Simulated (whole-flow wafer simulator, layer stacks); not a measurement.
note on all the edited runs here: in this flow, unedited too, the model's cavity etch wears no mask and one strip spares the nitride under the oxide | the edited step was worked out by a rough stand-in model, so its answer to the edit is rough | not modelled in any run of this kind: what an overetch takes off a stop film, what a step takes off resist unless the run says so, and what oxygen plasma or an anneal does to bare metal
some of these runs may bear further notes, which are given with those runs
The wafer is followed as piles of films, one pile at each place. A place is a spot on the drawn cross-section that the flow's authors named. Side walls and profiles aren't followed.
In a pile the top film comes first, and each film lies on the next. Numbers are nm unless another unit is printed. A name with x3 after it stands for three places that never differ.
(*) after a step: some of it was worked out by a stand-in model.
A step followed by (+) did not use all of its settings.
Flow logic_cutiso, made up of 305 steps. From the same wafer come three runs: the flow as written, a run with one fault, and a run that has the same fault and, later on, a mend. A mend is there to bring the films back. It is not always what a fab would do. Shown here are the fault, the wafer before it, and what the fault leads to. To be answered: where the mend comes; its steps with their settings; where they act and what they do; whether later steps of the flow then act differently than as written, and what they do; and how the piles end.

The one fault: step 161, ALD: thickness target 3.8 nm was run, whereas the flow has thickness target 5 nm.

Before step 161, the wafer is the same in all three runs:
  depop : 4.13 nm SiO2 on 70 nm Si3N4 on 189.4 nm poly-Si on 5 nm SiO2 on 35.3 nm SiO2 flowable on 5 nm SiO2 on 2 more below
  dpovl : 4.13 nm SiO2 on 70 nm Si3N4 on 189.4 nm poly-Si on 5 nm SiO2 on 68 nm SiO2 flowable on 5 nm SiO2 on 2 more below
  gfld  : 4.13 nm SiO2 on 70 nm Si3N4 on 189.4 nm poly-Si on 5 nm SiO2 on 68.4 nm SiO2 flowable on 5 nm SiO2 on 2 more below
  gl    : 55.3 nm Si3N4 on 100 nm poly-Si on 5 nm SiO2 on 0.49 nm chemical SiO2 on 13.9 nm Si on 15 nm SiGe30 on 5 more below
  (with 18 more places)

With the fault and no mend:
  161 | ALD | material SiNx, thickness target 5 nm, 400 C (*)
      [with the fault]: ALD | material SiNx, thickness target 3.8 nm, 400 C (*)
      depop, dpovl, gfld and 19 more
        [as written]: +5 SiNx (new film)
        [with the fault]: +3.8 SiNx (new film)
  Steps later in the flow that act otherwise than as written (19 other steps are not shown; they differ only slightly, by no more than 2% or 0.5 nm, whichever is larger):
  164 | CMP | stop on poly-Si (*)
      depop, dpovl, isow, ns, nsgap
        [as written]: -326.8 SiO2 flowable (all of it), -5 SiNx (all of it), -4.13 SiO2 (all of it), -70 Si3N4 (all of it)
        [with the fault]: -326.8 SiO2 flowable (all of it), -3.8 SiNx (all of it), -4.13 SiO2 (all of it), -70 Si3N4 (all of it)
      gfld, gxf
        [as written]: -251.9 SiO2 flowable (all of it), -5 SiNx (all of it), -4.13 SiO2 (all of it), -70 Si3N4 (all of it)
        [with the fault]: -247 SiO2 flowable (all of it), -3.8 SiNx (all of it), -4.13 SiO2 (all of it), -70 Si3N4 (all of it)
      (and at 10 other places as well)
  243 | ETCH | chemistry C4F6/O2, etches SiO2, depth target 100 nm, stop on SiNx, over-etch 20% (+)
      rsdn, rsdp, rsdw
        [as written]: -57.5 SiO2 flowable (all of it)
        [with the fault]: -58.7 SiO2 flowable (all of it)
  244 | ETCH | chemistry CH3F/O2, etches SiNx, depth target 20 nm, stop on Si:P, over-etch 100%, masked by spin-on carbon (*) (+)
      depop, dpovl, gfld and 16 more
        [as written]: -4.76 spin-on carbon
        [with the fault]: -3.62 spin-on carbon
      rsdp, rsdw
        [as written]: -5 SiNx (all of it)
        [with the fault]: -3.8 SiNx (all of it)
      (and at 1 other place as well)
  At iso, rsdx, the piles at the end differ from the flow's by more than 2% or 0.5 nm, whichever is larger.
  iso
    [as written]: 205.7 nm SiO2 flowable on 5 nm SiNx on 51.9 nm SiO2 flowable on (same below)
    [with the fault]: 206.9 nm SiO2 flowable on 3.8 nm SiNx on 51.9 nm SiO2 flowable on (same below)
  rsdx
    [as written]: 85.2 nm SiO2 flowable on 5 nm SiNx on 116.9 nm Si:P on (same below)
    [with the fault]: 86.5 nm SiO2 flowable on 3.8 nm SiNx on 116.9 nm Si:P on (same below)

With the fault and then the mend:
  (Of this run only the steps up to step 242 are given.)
  After step 161 comes the mend.
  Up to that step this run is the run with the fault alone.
  161a | ALD | material SiNx, thickness target 1.2 nm, 400 C (*) (the flow's step 161 again, with other settings)
      depop, dpovl, gfld and 19 more
        +1.2 SiNx
  Later steps of the flow up to step 242 that are run all act as written at every place that is followed, up to a difference of at most 2% or 0.5 nm, whichever is larger.
  The piles after step 242 are the same as the flow's at every place that both follow.
